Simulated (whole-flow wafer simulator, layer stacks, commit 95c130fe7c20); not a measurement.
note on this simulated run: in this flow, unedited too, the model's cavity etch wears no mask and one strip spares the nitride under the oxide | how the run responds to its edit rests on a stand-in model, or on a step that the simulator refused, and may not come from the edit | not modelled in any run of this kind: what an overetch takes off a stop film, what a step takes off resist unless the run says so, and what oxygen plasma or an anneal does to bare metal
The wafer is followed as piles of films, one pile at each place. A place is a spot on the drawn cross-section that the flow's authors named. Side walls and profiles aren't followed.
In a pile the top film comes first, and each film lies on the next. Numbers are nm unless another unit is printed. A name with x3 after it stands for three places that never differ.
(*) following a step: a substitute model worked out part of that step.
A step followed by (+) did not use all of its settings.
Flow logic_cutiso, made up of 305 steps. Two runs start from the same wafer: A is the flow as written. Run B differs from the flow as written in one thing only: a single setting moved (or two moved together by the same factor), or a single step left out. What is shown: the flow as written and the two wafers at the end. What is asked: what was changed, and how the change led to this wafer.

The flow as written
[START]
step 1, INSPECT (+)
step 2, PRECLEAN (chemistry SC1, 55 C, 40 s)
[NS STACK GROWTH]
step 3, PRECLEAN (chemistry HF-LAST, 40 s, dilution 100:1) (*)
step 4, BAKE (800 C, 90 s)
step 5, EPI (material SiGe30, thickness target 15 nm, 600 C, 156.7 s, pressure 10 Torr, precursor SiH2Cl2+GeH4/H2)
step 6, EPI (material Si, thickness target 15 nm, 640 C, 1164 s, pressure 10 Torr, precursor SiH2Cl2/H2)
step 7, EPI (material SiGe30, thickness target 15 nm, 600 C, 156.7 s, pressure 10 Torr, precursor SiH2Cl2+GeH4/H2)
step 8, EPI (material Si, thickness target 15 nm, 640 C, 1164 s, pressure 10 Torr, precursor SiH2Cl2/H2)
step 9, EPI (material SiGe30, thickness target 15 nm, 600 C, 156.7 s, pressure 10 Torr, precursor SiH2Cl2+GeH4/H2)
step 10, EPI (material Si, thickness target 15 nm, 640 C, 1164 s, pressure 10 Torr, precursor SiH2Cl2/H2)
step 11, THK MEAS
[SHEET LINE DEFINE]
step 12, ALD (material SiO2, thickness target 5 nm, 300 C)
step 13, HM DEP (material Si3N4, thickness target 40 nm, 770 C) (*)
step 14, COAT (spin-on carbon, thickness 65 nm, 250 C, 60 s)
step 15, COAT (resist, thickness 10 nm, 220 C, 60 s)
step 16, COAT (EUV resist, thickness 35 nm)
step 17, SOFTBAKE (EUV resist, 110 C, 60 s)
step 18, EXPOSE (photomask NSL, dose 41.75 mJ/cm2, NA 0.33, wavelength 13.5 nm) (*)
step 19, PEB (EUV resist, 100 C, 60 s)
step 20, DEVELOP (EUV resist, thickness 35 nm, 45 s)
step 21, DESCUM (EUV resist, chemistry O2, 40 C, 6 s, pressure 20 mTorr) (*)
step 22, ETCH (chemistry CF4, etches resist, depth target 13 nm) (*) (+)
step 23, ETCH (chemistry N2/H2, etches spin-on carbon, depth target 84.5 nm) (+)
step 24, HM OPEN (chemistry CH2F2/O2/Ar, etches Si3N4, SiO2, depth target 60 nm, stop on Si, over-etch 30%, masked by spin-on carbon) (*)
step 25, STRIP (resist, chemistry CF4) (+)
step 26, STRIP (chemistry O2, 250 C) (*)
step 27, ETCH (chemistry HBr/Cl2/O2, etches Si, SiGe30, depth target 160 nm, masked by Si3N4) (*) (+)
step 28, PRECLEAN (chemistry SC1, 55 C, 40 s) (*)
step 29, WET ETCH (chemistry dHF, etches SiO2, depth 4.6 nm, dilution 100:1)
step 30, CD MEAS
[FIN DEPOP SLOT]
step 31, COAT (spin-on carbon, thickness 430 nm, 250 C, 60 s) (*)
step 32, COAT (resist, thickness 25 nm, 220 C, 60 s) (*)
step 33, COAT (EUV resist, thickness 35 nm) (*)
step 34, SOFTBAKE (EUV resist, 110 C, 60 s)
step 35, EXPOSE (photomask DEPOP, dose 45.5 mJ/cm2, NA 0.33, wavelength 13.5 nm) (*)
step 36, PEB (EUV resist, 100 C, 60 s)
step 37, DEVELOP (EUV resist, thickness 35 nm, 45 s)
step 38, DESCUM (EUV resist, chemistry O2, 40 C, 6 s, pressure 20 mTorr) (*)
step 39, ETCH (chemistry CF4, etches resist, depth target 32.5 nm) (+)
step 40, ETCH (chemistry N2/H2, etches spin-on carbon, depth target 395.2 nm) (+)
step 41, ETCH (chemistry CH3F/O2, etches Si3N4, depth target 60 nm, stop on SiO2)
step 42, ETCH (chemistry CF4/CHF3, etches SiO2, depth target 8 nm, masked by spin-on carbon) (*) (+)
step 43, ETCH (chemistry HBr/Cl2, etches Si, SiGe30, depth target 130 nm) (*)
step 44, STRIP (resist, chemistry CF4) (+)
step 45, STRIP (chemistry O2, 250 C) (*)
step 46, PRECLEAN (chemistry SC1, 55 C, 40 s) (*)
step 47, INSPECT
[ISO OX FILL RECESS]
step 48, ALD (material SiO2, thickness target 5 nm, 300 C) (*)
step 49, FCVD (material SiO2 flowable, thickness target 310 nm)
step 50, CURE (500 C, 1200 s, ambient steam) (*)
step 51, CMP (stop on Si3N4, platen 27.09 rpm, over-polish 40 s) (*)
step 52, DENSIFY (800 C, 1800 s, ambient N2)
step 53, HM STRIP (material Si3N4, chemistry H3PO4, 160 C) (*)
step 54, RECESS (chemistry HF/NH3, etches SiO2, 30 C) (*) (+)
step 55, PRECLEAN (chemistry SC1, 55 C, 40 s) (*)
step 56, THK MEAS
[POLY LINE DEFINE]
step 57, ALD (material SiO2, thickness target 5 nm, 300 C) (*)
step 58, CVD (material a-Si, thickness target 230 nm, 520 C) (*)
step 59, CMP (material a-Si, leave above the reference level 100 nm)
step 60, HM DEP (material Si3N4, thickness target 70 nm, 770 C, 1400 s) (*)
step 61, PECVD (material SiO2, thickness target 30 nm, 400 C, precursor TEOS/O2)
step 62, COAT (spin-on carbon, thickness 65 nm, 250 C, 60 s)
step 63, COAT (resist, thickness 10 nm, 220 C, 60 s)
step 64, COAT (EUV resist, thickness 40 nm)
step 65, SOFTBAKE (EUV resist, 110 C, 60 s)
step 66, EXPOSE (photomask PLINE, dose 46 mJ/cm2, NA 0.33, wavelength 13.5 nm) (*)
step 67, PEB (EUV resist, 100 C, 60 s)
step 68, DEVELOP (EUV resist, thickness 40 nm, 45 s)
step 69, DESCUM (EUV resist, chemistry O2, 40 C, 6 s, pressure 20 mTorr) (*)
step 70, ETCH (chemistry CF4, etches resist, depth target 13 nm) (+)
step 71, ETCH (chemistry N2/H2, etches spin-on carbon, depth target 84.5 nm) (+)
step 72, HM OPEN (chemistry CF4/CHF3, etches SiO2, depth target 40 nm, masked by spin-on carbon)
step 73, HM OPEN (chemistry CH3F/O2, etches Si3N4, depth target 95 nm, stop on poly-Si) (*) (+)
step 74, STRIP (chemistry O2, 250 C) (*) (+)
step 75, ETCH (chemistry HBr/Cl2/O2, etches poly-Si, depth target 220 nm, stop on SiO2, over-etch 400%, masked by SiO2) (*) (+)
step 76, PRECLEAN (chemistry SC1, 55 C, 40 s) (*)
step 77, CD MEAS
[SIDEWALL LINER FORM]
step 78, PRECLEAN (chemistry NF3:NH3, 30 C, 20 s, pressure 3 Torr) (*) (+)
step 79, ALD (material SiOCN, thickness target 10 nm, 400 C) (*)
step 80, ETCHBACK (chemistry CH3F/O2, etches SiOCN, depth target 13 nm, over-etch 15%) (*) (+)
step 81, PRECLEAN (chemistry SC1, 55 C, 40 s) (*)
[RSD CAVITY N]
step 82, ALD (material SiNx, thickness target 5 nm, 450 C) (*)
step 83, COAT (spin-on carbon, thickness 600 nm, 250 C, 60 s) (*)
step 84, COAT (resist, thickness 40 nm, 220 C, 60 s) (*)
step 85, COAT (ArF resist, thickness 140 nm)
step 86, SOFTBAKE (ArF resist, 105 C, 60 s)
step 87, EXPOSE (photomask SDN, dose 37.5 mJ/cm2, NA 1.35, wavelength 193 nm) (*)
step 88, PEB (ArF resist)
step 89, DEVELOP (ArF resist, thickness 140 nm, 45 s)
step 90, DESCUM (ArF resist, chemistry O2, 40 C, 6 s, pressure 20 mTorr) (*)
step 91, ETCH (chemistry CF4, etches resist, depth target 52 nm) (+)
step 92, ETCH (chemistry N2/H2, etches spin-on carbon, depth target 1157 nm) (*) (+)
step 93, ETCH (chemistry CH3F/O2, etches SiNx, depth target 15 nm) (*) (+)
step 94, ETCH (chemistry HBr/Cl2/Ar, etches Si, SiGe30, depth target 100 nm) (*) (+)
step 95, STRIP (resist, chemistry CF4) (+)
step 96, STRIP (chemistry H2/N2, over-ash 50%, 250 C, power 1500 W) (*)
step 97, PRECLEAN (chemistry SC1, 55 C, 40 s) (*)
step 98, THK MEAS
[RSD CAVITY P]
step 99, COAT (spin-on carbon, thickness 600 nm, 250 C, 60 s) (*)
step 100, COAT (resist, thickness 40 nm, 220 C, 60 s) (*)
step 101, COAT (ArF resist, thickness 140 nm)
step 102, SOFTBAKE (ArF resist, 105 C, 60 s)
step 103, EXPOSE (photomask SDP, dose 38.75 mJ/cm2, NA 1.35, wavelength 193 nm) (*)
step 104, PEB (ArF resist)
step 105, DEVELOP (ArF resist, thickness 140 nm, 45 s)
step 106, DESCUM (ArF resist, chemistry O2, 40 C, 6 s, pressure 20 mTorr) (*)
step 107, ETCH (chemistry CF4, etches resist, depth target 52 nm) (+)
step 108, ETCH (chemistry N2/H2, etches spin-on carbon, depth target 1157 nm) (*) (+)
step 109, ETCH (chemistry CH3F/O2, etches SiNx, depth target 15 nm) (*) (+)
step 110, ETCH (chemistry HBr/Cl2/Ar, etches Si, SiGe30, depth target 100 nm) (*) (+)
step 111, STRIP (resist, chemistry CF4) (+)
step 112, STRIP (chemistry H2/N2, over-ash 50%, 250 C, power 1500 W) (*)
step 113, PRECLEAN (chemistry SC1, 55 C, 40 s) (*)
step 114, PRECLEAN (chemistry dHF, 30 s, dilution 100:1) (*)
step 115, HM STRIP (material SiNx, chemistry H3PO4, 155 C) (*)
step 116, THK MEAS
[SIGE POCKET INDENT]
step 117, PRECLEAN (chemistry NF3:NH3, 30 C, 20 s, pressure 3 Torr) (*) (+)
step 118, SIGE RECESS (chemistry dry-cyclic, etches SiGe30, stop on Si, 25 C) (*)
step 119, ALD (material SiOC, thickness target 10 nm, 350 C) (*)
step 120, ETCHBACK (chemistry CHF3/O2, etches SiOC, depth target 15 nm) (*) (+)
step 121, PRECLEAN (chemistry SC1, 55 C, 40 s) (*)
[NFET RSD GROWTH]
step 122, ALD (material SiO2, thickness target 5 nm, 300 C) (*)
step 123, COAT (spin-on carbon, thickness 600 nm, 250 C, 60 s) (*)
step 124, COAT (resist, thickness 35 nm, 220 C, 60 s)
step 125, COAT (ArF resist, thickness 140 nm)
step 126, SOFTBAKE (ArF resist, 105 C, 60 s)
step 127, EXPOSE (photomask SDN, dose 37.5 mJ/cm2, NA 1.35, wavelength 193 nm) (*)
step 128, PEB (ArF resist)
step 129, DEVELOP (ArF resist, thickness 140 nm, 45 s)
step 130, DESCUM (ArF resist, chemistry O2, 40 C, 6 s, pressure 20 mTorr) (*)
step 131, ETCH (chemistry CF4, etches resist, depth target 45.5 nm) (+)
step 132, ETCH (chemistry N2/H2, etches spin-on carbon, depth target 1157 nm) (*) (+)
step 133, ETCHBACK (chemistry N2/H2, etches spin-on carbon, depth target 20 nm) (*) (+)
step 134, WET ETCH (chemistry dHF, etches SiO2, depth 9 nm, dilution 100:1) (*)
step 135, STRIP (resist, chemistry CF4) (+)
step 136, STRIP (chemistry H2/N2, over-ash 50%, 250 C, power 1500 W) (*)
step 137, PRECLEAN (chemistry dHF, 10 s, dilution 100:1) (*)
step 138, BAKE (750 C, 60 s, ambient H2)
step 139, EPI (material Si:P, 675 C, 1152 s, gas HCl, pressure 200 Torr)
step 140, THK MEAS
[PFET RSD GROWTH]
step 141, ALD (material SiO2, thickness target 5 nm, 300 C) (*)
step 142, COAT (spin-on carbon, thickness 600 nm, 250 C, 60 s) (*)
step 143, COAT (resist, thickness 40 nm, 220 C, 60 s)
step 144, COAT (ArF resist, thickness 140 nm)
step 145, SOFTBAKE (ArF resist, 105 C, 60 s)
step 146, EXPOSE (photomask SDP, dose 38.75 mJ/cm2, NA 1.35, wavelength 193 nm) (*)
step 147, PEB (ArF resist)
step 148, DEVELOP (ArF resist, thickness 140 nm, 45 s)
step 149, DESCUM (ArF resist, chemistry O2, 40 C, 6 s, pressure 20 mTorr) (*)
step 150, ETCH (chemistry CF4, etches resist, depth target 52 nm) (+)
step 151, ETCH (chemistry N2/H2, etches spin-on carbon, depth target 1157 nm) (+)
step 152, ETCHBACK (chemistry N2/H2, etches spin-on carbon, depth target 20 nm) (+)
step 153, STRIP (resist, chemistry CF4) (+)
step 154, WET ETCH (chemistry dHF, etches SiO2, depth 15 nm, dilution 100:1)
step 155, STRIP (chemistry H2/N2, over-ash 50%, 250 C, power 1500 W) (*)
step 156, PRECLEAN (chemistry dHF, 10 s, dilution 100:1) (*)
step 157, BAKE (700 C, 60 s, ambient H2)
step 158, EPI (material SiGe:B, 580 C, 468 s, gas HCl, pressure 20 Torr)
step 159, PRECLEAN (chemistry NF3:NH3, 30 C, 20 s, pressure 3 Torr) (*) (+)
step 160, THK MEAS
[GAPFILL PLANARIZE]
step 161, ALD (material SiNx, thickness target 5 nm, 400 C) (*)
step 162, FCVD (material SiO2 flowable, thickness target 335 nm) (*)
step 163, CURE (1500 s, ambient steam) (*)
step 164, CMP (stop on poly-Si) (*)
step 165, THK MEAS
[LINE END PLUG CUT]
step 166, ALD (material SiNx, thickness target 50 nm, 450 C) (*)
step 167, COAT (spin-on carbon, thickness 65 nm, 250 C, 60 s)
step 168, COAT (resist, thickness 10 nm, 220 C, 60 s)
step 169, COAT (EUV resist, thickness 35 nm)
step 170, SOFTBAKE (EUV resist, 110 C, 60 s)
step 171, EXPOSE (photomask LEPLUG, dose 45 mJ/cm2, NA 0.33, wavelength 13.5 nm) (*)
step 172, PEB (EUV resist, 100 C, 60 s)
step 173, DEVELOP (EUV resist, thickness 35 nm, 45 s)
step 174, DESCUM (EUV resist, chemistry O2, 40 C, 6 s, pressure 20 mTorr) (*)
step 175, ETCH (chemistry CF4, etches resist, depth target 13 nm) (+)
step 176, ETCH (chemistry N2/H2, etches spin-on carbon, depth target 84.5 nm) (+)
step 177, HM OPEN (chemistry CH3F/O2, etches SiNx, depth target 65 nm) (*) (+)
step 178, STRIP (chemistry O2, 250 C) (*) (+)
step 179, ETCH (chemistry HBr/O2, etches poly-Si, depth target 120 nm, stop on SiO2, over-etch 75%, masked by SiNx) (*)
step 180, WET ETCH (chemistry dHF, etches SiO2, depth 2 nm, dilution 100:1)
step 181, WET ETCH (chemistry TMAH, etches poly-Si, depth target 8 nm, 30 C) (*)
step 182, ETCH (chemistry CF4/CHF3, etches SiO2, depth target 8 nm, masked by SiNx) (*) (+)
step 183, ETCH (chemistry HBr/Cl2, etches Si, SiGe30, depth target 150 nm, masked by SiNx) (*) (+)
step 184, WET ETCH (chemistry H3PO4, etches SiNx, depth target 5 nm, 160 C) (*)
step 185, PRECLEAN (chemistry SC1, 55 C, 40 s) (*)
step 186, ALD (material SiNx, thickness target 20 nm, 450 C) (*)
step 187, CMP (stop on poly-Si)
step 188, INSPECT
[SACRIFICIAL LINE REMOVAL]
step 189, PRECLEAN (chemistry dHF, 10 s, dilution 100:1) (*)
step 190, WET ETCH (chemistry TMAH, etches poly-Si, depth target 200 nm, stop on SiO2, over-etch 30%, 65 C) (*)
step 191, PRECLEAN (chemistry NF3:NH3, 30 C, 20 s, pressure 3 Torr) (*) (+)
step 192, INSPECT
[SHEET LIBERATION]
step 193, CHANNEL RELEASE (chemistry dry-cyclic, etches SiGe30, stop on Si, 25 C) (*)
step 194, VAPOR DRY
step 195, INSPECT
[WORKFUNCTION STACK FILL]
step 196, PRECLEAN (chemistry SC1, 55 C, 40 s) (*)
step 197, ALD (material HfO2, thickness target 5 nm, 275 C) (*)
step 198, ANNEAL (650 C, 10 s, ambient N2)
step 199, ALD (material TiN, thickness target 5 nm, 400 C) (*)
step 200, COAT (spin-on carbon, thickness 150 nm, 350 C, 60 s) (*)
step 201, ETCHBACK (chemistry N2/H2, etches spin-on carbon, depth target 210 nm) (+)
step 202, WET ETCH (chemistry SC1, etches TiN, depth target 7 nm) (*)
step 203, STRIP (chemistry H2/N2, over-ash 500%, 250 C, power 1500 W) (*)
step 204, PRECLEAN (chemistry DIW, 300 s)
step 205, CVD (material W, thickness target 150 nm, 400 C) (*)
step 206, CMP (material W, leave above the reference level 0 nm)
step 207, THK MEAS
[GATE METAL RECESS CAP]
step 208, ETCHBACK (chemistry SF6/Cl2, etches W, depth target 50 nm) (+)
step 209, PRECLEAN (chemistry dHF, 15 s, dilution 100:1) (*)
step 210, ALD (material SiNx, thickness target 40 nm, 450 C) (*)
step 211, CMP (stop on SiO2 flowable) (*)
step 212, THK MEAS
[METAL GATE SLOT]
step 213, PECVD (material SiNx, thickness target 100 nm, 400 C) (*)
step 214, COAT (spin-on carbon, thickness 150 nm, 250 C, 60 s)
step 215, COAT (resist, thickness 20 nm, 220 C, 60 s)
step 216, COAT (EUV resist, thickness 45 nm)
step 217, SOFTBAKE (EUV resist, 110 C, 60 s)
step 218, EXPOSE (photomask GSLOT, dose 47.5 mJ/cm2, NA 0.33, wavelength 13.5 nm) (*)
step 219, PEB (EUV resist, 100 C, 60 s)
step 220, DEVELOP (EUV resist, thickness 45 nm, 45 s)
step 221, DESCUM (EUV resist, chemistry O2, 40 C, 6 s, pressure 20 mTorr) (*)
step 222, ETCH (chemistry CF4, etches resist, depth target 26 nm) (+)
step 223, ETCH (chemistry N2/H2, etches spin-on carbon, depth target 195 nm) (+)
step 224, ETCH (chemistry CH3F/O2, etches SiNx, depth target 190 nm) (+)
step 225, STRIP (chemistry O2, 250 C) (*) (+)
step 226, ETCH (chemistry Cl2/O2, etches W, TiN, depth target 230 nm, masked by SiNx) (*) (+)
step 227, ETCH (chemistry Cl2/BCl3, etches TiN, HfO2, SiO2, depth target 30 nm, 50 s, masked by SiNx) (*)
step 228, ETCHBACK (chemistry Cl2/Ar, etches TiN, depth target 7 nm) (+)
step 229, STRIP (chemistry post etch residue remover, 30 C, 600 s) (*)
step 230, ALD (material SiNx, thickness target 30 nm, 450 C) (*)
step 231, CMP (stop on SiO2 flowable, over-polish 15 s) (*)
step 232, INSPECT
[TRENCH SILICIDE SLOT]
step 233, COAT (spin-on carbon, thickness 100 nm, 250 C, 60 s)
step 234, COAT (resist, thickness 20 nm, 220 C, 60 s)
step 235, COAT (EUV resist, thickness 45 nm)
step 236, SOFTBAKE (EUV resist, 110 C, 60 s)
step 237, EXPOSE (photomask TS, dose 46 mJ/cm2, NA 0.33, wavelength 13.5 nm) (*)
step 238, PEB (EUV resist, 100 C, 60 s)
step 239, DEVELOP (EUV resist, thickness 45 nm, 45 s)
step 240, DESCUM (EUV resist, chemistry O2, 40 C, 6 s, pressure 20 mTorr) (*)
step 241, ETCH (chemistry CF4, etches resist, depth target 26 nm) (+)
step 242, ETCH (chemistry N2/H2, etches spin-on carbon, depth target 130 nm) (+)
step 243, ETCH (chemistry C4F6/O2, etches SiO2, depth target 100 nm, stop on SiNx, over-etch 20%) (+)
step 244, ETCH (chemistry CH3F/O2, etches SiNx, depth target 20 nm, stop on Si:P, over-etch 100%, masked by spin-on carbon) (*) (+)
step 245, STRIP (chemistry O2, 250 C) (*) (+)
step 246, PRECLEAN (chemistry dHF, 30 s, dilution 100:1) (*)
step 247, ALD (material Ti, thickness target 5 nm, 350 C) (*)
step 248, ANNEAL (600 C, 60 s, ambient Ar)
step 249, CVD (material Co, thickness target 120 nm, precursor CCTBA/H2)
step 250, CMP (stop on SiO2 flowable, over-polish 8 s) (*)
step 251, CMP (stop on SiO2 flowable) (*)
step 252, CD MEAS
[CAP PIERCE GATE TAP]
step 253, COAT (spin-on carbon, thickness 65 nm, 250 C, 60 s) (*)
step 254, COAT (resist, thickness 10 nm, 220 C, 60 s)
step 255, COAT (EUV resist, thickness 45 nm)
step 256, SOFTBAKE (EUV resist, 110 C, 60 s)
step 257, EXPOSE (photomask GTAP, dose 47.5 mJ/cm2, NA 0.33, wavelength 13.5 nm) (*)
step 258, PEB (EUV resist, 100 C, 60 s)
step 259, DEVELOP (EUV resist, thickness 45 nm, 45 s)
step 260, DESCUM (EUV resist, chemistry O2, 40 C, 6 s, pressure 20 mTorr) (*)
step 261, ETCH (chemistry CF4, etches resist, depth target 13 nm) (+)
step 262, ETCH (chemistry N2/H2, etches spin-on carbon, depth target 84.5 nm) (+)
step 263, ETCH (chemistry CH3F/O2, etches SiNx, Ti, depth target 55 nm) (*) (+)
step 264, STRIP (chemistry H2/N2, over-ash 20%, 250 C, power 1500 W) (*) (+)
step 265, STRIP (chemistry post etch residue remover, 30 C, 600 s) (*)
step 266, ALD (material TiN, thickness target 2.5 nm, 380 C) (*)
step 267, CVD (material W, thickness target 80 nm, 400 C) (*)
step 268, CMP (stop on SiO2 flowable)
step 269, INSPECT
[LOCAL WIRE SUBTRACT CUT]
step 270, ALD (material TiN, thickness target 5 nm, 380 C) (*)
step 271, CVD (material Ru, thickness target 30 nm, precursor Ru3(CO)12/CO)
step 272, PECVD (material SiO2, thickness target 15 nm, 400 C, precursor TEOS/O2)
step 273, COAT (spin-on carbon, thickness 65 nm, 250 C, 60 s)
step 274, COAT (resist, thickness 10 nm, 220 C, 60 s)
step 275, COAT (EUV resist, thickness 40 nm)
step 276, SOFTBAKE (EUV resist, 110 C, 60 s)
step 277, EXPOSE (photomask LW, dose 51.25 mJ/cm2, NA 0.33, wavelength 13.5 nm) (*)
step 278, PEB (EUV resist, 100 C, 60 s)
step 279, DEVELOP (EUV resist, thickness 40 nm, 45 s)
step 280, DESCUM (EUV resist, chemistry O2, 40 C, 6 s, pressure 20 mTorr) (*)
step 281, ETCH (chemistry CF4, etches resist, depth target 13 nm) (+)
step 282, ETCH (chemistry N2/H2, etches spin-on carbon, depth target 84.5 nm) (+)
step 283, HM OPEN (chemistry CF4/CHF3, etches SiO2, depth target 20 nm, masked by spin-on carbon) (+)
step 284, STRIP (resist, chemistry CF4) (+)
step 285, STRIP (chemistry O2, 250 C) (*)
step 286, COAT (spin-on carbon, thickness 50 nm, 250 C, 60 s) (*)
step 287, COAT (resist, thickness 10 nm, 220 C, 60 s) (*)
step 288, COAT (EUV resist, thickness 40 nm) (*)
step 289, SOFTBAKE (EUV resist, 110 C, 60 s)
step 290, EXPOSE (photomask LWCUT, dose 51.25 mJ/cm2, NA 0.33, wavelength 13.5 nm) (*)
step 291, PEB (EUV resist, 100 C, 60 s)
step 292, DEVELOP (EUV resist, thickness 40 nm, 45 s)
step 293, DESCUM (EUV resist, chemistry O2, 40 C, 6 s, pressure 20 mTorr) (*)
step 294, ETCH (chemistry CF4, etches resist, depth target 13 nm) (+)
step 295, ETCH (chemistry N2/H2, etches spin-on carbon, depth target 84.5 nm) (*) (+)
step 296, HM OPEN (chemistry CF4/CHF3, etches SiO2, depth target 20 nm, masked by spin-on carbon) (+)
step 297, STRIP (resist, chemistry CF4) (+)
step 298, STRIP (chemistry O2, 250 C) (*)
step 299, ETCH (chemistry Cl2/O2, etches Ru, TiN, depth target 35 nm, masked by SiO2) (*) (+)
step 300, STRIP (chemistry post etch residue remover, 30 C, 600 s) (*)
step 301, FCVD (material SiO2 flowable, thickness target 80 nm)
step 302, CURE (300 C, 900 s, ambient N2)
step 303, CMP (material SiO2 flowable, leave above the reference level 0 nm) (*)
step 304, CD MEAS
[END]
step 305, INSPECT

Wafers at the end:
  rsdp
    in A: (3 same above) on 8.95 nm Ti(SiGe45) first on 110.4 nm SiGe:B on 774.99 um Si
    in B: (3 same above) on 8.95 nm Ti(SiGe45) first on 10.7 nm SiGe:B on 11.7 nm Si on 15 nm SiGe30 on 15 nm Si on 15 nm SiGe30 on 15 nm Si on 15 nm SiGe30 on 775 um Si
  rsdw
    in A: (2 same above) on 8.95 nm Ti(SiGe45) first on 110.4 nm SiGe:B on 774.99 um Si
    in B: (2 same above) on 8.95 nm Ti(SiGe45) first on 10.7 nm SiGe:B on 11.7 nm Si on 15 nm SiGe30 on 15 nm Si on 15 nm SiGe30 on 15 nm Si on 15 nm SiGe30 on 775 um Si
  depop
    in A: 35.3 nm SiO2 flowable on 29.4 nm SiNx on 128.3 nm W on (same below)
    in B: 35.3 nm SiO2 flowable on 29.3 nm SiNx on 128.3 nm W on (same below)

What caused this: step 108, ETCH: chemistry N2/H2, etches spin-on carbon, depth target 1157 nm (*) (+), was not run.

How this came from the change, step by step:
  step 109, ETCH (chemistry CH3F/O2, etches SiNx, depth target 15 nm) (*) (+)
      depop, dpovl, gfld and 14 more: A -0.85 resist | B nothing
      glp, gxp: A -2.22 SiNx (all of it), -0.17 SiO2 | B nothing
      (as well as at 3 more places)
  step 110, ETCH (chemistry HBr/Cl2/Ar, etches Si, SiGe30, depth target 100 nm) (*) (+)
      rsdp, rsdw: A -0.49 chemical SiO2 (all of it), -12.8 Si (all of it), -15 SiGe30 (all of it), -15 Si (all of it), -15 SiGe30 (all of it), -15 Si (all of it), -15 SiGe30 (all of it), -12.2 Si | B nothing
  step 111, STRIP (resist, chemistry CF4) (+)
      depop, dpovl, gfld and 6 more: A -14 resist (all of it) | B -95.2 ArF resist (all of it), -40 resist (all of it)
      gl, gxf, gxn, lnr, lnrt, rsdn, rsdx: A -14.1 resist (all of it) | B -95.2 ArF resist (all of it), -40.1 resist (all of it)
      (as well as at 1 more place)
  step 112, STRIP (chemistry H2/N2, over-ash 50%, 250 C, power 1500 W) (*)
      glp, gxp: A nothing | B -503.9 spin-on carbon (all of it)
      rsdp, rsdw: A nothing | B -691.7 spin-on carbon (all of it)
      (as well as at 1 more place)
  step 114, PRECLEAN (chemistry dHF, 30 s, dilution 100:1) (*)
      glp, gxp: A -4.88 SiO2 | B -1 SiNx
      rsdp, rsdw: A -0.49 chemical SiO2 (all of it) | B -1 SiNx
      (as well as at 1 more place)
  step 115, HM STRIP (material SiNx, chemistry H3PO4, 155 C) (*)
      glp, gxp: A -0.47 SiO2 | B -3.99 SiNx (all of it), -0.18 SiO2
      rsdp, rsdw: A +0.5 chemical SiO2 (new film), -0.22 Si | B -3.99 SiNx (all of it), +0.01 chemical SiO2
      (as well as at 1 more place)
  step 119, ALD (material SiOC, thickness target 10 nm, 350 C) (*)
      gxp: A +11 SiOC (new film) | B +10 SiOC (new film)
  step 120, ETCHBACK (chemistry CHF3/O2, etches SiOC, depth target 15 nm) (*) (+)
      rsdp, rsdw: A -10 SiOC (all of it) | B -10 SiOC (all of it), -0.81 Si
      glp: A -10 SiOC (all of it), -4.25 SiO2 (all of it), -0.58 Si3N4 | B -10 SiOC (all of it), -5 SiO2
      (as well as at 1 more place)
  step 122, ALD (material SiO2, thickness target 5 nm, 300 C) (*)
      glp: A +5 SiO2 (new film) | B +5 SiO2
      gxp: A +6.75 SiO2 (new film) | B +5 SiO2
  step 123, COAT (spin-on carbon, thickness 600 nm, 250 C, 60 s) (*)
      gfld, lnr, lnrt: A +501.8 spin-on carbon (new film) | B +515.2 spin-on carbon (new film)
      gl, tap: A +507 spin-on carbon (new film) | B +520.4 spin-on carbon (new film)
      (as well as at 8 more places)
  step 132, ETCH (chemistry N2/H2, etches spin-on carbon, depth target 1157 nm) (*) (+)
      gl, tap: A -501.7 spin-on carbon (all of it), -5 SiO2 (all of it), -0.5 Si3N4 | B -515.2 spin-on carbon (all of it), -5 SiO2 (all of it), -0.5 Si3N4
      gxn: A -499.4 spin-on carbon (all of it), -6.06 SiO2 | B -512.8 spin-on carbon (all of it), -6.06 SiO2
      (as well as at 2 more places)
  step 135, STRIP (resist, chemistry CF4) (+)
      gxf, gxp, plug: A -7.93 resist (all of it) | B -7.42 resist (all of it)
      gl: A -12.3 Si3N4 | B -11.5 Si3N4
      (as well as at 6 more places)
  step 136, STRIP (chemistry H2/N2, over-ash 50%, 250 C, power 1500 W) (*)
      gxf, plug: A -501.8 spin-on carbon (all of it) | B -515.3 spin-on carbon (all of it)
      rsdp, rsdw: A -783.2 spin-on carbon (all of it) | B -697.1 spin-on carbon (all of it)
      (as well as at 4 more places)
  step 141, ALD (material SiO2, thickness target 5 nm, 300 C) (*)
      gxn: A +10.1 SiO2 (new film) | B +6.19 SiO2 (new film)
  step 142, COAT (spin-on carbon, thickness 600 nm, 250 C, 60 s) (*)
      gxf, plug: A +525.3 spin-on carbon (new film) | B +536.1 spin-on carbon (new film)
      gxn: A +537.9 spin-on carbon (new film) | B +552 spin-on carbon (new film)
      (as well as at 3 more places)
  step 151, ETCH (chemistry N2/H2, etches spin-on carbon, depth target 1157 nm) (+)
      rsdp, rsdw: A -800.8 spin-on carbon (all of it) | B -711.8 spin-on carbon (all of it), -1.81 SiO2
  ... 5 other steps ...
  step 164, CMP (stop on poly-Si) (*)
      gxn: A -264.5 SiO2 flowable (all of it), -5 SiNx (all of it), -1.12 SiO2 (all of it), -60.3 Si3N4 (all of it) | B -266.8 SiO2 flowable (all of it), -5 SiNx (all of it), -60.7 Si3N4 (all of it)
      lnrp: A -252.8 SiO2 flowable (all of it), -5 SiNx (all of it), -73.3 SiOCN | B -252.8 SiO2 flowable (all of it), -5 SiNx (all of it), -74.8 SiOCN
